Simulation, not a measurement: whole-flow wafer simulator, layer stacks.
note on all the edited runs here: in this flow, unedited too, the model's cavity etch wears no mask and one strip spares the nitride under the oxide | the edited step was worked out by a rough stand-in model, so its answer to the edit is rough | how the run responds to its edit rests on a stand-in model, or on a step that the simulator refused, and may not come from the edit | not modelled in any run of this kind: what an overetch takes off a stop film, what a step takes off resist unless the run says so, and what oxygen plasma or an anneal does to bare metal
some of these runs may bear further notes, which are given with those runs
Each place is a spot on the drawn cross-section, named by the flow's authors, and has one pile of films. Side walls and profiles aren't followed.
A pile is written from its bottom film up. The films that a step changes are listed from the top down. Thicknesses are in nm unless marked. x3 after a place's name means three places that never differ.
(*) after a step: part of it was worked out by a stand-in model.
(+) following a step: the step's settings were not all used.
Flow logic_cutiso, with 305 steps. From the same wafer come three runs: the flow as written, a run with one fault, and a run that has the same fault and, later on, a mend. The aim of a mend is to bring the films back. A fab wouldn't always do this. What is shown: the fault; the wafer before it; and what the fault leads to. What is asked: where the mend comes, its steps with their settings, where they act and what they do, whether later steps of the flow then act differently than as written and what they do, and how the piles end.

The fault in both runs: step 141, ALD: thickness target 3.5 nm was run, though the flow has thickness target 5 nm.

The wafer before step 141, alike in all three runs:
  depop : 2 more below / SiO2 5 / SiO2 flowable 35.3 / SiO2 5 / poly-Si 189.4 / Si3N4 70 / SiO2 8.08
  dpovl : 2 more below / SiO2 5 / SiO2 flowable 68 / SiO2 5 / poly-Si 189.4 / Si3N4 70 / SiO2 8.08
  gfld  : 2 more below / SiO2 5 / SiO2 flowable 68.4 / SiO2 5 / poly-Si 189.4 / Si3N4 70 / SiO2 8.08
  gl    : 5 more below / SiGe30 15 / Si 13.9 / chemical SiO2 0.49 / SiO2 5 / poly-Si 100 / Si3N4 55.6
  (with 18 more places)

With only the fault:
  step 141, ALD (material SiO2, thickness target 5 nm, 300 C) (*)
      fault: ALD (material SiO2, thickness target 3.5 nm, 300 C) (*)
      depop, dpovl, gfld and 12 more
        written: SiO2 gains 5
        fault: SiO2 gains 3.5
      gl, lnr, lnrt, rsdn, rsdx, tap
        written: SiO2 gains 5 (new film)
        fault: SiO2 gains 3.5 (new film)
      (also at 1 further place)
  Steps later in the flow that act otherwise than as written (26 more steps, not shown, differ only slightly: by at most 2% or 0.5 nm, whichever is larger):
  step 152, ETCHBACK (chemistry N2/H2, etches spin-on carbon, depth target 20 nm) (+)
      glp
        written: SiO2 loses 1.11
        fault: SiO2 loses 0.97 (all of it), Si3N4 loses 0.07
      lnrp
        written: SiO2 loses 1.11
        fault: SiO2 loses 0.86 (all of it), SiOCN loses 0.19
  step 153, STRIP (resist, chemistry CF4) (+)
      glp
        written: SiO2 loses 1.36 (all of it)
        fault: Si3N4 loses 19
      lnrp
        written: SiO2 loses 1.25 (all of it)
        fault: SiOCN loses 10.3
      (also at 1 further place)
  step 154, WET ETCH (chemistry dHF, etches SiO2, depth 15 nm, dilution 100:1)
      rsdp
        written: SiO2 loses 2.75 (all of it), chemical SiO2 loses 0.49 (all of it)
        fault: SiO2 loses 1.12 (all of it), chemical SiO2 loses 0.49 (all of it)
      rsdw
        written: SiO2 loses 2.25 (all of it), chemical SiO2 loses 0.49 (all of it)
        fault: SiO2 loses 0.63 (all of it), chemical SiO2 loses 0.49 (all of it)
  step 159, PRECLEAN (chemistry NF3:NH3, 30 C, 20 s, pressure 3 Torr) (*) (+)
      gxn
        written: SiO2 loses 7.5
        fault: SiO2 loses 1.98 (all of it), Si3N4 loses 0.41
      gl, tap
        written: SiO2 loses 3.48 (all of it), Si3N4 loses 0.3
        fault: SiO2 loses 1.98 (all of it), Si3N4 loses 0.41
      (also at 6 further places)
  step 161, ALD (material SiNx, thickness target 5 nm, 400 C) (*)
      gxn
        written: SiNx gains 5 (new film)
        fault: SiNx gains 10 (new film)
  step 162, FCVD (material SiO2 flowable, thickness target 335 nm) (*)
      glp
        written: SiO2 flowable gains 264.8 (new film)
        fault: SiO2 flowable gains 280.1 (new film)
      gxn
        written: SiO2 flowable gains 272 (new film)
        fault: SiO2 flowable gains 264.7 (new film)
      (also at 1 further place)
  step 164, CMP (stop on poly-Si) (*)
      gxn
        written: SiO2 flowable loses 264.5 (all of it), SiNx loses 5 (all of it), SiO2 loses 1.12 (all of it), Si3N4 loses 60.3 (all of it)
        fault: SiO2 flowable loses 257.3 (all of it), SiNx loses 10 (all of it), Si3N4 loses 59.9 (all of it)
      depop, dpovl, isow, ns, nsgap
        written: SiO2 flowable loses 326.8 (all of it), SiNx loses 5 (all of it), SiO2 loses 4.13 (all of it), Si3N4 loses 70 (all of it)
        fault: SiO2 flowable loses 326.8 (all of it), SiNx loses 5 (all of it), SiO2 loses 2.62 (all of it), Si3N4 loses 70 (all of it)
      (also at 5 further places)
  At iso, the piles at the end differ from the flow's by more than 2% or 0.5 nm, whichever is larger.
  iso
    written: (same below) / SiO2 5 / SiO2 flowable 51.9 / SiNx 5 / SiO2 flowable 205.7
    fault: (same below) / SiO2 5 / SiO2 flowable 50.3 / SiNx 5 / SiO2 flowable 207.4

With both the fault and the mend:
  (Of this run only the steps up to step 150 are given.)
  After step 141 comes the mend.
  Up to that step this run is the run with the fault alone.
  step 141a, ALD (material SiO2, thickness target 1.5 nm, 300 C) (*) (the flow's step 141 again, with other settings)
      depop, dpovl, gfld and 18 more
        SiO2 gains 1.5
      gxn
        SiO2 gains 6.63
  Every later step of the flow up to step 150 that is run acts as written, at every place that is followed, to within 2% or 0.5 nm, whichever is larger.
  The piles after step 150 are only slightly different from the flow's at the places that both follow, by no more than 2% or 0.5 nm, whichever is larger.
